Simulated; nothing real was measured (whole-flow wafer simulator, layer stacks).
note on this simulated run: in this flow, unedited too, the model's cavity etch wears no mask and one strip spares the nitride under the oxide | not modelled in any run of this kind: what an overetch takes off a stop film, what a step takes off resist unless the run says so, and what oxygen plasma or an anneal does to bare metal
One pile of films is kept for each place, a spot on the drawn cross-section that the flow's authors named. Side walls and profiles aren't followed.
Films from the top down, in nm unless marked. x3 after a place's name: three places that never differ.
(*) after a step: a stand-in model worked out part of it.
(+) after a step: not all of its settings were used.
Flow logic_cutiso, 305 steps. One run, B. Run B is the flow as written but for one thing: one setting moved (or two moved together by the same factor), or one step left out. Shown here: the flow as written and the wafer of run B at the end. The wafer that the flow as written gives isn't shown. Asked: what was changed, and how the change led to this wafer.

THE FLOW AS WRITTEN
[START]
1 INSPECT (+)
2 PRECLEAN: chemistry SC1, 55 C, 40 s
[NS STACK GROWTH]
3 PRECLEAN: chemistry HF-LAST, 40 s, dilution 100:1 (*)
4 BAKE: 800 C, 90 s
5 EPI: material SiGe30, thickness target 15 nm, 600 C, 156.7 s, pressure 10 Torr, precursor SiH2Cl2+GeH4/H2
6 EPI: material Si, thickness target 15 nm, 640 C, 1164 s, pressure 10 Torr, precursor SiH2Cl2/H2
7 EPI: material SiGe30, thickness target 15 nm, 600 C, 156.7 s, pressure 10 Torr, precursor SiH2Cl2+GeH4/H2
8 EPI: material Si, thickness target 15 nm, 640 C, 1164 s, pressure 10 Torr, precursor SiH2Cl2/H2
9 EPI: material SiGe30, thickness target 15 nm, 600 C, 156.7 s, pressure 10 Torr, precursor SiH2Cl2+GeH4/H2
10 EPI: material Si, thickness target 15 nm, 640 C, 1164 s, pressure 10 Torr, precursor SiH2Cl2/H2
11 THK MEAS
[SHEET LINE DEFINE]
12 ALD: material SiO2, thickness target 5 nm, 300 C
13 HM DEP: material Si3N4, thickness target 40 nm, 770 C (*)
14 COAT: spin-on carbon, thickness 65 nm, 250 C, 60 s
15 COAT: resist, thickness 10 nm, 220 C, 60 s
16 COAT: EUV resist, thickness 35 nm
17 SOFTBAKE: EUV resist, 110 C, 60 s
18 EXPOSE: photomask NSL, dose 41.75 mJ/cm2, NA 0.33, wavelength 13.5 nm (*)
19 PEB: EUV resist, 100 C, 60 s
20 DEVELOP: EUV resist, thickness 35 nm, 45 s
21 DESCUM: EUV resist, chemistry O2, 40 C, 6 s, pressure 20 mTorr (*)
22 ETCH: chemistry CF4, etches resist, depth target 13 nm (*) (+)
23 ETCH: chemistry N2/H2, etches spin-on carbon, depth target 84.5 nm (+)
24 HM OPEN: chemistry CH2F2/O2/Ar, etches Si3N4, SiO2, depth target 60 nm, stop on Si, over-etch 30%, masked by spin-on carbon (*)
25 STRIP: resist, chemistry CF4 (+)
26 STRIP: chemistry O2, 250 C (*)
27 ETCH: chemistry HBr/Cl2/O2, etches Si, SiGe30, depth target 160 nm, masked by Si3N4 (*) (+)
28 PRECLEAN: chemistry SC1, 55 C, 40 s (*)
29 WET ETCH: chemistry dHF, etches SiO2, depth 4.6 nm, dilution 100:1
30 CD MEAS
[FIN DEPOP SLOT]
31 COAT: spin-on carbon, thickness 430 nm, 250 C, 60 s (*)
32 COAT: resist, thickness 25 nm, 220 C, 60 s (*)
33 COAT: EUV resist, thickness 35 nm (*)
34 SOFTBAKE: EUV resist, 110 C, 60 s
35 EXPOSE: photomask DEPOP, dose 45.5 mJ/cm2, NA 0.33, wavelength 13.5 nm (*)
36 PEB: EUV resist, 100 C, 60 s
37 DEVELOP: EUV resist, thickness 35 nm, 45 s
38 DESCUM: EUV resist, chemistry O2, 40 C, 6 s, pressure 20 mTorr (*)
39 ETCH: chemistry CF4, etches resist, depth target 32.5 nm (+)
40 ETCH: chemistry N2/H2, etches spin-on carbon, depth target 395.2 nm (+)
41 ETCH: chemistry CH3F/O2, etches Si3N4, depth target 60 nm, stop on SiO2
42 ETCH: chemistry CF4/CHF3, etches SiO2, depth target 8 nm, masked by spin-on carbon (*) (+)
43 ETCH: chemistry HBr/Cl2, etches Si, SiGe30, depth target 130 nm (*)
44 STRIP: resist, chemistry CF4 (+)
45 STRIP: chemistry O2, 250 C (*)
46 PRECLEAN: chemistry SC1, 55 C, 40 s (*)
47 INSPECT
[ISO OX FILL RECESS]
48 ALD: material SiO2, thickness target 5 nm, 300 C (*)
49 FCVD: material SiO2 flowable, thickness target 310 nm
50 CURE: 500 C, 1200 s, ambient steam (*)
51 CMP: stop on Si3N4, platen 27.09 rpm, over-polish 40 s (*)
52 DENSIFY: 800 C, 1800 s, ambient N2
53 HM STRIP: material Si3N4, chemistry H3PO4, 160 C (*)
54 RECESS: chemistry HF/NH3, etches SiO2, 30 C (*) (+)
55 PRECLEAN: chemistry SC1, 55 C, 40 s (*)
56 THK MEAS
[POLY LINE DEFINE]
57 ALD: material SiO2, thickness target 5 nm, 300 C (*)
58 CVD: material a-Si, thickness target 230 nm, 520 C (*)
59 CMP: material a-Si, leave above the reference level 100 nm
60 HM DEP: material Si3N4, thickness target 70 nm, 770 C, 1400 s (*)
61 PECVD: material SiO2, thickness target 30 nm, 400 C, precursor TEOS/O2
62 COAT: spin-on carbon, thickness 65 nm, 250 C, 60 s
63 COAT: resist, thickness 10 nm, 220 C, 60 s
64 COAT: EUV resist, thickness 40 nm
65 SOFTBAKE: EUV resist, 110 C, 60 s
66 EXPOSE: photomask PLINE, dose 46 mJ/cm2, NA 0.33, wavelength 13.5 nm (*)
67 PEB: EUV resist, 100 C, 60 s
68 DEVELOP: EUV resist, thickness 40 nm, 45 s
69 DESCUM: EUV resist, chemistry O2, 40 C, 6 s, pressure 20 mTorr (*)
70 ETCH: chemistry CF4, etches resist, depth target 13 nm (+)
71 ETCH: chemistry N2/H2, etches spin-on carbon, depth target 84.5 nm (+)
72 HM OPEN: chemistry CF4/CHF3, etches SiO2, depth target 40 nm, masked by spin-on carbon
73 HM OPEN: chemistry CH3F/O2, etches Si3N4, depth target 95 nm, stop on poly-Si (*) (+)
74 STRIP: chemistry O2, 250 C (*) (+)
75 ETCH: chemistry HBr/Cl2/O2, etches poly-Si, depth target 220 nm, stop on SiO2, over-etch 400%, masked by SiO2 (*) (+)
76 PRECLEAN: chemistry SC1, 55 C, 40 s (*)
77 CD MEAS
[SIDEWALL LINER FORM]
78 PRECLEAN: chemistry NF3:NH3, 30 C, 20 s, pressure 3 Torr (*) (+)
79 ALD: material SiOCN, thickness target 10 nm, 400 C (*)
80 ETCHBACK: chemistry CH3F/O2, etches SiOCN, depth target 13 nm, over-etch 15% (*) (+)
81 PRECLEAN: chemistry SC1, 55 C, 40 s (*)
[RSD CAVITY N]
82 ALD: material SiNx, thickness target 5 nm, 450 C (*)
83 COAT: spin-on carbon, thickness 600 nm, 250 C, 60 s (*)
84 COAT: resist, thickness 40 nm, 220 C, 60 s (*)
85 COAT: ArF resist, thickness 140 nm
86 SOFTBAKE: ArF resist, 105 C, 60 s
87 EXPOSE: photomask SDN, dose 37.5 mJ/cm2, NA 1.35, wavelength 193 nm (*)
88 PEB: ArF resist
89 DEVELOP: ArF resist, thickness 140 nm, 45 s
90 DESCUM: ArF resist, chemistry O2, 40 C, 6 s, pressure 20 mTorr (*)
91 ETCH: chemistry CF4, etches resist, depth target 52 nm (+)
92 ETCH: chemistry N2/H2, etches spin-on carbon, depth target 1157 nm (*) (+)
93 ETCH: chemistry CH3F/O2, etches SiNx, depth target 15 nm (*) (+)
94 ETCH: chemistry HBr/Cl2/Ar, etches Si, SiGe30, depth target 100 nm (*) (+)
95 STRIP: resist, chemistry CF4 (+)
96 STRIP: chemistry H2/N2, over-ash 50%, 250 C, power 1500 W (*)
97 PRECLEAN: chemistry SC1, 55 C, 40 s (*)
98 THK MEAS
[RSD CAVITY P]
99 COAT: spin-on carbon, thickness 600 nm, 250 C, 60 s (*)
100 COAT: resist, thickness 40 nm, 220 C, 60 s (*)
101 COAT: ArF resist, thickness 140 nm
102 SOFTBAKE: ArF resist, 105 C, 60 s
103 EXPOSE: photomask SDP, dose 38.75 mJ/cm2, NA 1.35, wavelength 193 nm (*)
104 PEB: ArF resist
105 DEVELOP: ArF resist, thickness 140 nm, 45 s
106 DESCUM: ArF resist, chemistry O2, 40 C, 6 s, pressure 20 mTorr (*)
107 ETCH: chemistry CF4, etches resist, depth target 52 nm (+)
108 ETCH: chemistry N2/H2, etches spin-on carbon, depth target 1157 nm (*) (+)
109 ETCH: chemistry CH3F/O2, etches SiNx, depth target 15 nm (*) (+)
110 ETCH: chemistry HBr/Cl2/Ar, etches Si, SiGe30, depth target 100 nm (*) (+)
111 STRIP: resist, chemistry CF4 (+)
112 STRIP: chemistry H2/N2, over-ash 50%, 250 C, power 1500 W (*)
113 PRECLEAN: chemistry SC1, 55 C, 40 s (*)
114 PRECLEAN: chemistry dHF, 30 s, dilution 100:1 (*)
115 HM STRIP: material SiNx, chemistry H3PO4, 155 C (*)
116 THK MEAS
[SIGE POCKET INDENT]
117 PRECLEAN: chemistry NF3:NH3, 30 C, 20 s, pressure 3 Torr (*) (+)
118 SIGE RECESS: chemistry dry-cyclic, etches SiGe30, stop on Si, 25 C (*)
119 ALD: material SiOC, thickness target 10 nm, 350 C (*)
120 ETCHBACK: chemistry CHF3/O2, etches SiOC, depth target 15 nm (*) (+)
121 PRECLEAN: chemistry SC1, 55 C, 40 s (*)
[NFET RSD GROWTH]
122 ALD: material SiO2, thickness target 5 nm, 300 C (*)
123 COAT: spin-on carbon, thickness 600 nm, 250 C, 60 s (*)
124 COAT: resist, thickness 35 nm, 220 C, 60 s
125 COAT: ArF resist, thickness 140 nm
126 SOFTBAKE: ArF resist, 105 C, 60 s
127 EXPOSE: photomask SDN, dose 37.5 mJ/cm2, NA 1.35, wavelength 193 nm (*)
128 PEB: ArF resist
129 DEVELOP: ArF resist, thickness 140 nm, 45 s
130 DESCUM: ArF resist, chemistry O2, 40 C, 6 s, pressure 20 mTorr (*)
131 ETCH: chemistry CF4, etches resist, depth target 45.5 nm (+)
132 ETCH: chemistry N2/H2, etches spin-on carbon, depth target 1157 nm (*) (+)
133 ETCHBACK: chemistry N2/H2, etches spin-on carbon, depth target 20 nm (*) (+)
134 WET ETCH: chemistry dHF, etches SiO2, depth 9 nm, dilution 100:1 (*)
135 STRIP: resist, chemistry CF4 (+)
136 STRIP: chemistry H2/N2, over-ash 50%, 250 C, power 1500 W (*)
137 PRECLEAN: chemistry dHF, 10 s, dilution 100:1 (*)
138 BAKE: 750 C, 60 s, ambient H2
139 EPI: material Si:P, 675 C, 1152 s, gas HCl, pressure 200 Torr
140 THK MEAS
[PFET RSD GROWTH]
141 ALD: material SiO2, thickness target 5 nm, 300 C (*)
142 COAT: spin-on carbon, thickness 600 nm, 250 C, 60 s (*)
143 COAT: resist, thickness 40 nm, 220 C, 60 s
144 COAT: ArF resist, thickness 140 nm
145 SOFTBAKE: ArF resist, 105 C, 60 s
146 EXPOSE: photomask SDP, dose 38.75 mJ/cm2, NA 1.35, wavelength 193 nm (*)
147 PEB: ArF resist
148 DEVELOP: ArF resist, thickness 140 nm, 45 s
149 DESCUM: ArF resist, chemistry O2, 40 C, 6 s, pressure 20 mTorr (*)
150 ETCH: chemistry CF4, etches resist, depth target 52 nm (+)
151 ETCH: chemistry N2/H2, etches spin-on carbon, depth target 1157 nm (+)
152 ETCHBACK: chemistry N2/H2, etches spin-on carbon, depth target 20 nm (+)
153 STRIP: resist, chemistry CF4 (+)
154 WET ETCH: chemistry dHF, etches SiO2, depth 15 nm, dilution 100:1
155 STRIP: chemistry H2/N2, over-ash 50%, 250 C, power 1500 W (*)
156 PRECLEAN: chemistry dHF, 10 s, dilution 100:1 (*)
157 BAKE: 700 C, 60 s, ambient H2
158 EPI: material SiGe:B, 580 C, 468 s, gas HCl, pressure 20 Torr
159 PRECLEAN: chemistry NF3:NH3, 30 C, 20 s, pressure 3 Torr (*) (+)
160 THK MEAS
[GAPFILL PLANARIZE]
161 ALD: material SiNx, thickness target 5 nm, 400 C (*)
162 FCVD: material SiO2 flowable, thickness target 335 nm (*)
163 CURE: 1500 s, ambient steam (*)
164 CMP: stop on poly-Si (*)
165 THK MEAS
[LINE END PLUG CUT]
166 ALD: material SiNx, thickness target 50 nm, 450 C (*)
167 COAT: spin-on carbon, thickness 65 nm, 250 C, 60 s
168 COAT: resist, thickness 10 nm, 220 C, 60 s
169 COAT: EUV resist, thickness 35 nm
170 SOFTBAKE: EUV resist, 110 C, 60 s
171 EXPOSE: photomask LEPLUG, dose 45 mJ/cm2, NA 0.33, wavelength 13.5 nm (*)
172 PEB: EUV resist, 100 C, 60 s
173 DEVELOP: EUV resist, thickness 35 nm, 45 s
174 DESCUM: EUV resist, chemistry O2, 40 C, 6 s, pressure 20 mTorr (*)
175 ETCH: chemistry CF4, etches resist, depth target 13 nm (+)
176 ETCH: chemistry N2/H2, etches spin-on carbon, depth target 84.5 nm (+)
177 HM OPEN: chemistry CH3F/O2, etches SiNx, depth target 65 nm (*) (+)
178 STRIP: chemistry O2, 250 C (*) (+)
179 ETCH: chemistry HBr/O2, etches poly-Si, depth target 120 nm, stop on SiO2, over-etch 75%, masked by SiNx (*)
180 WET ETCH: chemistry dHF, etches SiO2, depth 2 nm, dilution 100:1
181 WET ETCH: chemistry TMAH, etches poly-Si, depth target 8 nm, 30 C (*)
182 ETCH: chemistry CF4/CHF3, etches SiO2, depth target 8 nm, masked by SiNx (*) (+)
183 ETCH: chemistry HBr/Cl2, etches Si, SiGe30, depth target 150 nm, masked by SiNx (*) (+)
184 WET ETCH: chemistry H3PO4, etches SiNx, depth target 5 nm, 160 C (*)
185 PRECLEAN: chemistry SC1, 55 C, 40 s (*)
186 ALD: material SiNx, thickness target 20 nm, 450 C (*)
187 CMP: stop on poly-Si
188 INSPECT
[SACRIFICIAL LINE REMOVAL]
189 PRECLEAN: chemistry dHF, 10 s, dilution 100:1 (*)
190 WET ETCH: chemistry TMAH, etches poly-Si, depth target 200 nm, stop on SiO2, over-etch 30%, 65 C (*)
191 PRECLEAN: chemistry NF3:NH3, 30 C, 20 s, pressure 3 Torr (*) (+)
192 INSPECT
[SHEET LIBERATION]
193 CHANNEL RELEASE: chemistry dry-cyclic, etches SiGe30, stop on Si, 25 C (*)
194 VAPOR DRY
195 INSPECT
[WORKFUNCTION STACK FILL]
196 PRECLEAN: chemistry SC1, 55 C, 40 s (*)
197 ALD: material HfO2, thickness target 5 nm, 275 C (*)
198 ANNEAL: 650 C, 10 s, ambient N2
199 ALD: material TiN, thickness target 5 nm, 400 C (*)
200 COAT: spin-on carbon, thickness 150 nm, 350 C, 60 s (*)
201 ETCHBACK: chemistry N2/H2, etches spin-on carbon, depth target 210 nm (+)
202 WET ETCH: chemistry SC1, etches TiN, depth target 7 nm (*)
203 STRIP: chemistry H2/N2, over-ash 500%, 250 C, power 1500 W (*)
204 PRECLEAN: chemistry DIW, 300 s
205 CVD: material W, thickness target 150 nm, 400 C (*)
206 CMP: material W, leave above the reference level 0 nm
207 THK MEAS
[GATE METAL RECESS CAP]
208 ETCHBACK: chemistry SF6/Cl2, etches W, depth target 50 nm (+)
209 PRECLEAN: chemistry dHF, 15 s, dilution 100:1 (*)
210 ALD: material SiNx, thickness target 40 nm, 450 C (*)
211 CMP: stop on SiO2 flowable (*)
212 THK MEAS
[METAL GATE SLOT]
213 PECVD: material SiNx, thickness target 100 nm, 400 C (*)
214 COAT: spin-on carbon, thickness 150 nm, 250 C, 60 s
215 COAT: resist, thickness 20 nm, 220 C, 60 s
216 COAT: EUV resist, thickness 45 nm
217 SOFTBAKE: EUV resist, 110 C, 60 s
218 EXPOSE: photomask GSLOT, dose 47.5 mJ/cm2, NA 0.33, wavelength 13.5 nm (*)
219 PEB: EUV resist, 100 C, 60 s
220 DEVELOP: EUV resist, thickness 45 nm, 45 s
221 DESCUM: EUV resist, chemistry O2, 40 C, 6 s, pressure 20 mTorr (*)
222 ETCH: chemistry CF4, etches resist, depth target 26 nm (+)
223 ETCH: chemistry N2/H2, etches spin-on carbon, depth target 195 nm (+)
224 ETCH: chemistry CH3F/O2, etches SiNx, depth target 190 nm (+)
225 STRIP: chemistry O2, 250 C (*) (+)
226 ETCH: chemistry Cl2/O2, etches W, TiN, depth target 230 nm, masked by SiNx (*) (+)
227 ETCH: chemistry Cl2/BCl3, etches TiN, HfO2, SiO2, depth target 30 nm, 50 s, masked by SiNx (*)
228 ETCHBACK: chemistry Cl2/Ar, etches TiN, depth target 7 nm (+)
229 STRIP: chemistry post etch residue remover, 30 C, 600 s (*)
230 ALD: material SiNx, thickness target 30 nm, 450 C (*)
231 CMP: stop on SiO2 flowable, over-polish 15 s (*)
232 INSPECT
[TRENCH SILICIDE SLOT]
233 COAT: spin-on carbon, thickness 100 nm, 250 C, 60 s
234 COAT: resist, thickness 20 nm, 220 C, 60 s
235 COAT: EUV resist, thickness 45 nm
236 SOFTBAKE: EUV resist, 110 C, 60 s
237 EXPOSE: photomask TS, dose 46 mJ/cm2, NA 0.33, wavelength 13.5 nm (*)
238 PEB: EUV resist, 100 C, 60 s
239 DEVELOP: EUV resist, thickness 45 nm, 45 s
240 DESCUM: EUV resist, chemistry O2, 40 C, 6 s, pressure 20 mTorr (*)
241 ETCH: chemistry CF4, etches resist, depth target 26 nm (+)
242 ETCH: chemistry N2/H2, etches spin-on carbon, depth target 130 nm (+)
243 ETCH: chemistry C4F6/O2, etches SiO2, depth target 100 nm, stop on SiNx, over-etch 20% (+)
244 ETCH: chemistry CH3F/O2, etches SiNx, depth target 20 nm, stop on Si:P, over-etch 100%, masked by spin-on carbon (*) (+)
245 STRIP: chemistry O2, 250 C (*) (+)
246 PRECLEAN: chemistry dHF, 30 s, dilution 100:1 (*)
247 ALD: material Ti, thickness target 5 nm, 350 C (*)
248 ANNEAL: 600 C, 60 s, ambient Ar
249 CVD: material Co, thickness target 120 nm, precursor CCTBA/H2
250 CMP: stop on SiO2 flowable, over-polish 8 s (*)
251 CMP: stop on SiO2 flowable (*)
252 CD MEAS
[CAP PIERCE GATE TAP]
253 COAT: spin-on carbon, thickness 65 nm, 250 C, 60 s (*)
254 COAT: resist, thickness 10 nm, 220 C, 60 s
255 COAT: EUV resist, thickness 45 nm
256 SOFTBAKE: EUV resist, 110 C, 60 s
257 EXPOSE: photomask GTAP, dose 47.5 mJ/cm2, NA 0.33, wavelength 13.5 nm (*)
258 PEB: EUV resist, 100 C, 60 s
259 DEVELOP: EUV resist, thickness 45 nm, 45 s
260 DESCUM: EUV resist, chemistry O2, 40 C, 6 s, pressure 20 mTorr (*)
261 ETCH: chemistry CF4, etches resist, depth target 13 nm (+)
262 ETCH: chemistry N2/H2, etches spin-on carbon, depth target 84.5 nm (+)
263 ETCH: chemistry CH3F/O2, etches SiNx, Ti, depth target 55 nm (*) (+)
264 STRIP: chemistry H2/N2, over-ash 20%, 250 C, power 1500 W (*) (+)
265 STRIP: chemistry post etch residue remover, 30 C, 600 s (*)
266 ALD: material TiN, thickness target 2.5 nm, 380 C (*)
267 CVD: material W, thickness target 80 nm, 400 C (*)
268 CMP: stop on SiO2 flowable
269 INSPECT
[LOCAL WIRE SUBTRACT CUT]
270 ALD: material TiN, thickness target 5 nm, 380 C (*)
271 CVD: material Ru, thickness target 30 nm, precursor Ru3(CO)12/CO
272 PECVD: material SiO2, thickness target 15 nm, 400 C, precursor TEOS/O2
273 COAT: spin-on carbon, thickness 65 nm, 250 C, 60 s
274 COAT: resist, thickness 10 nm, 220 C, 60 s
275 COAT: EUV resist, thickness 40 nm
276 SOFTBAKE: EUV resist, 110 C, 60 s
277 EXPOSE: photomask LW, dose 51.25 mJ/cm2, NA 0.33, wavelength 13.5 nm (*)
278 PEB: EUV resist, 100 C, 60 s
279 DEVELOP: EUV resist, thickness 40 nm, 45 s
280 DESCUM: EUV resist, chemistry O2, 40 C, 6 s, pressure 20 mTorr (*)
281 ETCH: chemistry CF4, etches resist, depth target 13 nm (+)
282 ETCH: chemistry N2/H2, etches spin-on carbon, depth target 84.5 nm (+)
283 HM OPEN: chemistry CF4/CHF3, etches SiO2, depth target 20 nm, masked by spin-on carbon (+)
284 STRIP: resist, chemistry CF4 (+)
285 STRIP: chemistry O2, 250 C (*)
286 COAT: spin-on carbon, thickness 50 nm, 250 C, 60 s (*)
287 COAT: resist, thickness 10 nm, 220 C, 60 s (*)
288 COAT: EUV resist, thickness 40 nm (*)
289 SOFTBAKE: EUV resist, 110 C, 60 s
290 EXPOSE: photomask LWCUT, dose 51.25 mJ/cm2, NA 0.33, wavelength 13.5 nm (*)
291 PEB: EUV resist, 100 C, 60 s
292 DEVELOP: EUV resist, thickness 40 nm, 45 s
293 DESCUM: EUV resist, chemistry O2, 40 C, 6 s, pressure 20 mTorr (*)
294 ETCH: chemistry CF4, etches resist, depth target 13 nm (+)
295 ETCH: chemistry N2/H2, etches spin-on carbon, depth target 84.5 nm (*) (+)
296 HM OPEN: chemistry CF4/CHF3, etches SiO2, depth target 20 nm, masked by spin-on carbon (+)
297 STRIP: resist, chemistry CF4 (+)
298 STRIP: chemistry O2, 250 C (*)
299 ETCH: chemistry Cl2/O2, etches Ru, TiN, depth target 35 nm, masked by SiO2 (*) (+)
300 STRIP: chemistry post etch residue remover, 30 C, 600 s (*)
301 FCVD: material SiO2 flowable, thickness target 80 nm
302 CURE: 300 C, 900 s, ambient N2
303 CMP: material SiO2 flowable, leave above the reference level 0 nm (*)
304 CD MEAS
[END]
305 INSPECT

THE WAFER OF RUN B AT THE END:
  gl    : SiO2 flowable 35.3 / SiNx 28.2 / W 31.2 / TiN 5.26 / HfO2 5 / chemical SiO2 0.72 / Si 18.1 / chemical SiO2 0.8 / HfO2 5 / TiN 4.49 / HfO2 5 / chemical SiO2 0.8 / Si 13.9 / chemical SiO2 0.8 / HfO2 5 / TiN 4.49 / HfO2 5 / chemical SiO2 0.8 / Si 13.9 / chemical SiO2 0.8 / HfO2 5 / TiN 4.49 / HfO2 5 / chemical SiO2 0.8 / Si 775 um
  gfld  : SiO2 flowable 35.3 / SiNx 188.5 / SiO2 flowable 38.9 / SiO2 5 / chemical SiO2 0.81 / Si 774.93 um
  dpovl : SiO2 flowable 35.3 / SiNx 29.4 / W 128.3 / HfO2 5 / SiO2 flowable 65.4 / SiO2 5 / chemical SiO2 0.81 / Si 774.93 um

The cause: step 10, EPI: 1572 s was run, where the flow has 1164 s.

How the change led to this, step by step:
  10 EPI: material Si, thickness target 15 nm, 640 C, 1164 s, pressure 10 Torr, precursor SiH2Cl2/H2
      depop, dpovl, gfld and 19 more: Si +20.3 (new film) (as written it would be: Si +15 (new film))
  27 ETCH: chemistry HBr/Cl2/O2, etches Si, SiGe30, depth target 160 nm, masked by Si3N4 (*) (+)
      gfld, gxf, iso, lnri: chemical SiO2 -0.79 (all of it), Si -16.6 (all of it), SiGe30 -15 (all of it), Si -15 (all of it), SiGe30 -15 (all of it), Si -15 (all of it), SiGe30 -15 (all of it), Si -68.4 (as written it would be: chemical SiO2 -0.79 (all of it), Si -11.4 (all of it), SiGe30 -15 (all of it), Si -15 (all of it), SiGe30 -15 (all of it), Si -15 (all of it), SiGe30 -15 (all of it), Si -73.6)
      dpovl, nsgap: chemical SiO2 -0.79 (all of it), Si -17 (all of it), SiGe30 -15 (all of it), Si -15 (all of it), SiGe30 -15 (all of it), Si -15 (all of it), SiGe30 -15 (all of it), Si -68 (as written it would be: chemical SiO2 -0.79 (all of it), Si -11.8 (all of it), SiGe30 -15 (all of it), Si -15 (all of it), SiGe30 -15 (all of it), Si -15 (all of it), SiGe30 -15 (all of it), Si -73.2)
      (and at 1 more place)
  43 ETCH: chemistry HBr/Cl2, etches Si, SiGe30, depth target 130 nm (*)
      depop: Si -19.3 (all of it), SiGe30 -15 (all of it), Si -15 (all of it), SiGe30 -15 (all of it), Si -15 (all of it), SiGe30 -15 (all of it), Si -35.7 (as written it would be: Si -14 (all of it), SiGe30 -15 (all of it), Si -15 (all of it), SiGe30 -15 (all of it), Si -15 (all of it), SiGe30 -15 (all of it), Si -41)
  94 ETCH: chemistry HBr/Cl2/Ar, etches Si, SiGe30, depth target 100 nm (*) (+)
      rsdn, rsdx: chemical SiO2 -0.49 (all of it), Si -18.1 (all of it), SiGe30 -15 (all of it), Si -15 (all of it), SiGe30 -15 (all of it), Si -15 (all of it), SiGe30 -15 (all of it), Si -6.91 (as written it would be: chemical SiO2 -0.49 (all of it), Si -12.8 (all of it), SiGe30 -15 (all of it), Si -15 (all of it), SiGe30 -15 (all of it), Si -15 (all of it), SiGe30 -15 (all of it), Si -12.2)
  110 ETCH: chemistry HBr/Cl2/Ar, etches Si, SiGe30, depth target 100 nm (*) (+)
      rsdp, rsdw: chemical SiO2 -0.49 (all of it), Si -18.1 (all of it), SiGe30 -15 (all of it), Si -15 (all of it), SiGe30 -15 (all of it), Si -15 (all of it), SiGe30 -15 (all of it), Si -6.91 (as written it would be: chemical SiO2 -0.49 (all of it), Si -12.8 (all of it), SiGe30 -15 (all of it), Si -15 (all of it), SiGe30 -15 (all of it), Si -15 (all of it), SiGe30 -15 (all of it), Si -12.2)
  183 ETCH: chemistry HBr/Cl2, etches Si, SiGe30, depth target 150 nm, masked by SiNx (*) (+)
      plug: Si -18.8 (all of it), SiGe30 -15 (all of it), Si -15 (all of it), SiGe30 -15 (all of it), Si -15 (all of it), SiGe30 -15 (all of it), Si -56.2 (as written it would be: Si -13.6 (all of it), SiGe30 -15 (all of it), Si -15 (all of it), SiGe30 -15 (all of it), Si -15 (all of it), SiGe30 -15 (all of it), Si -61.4)
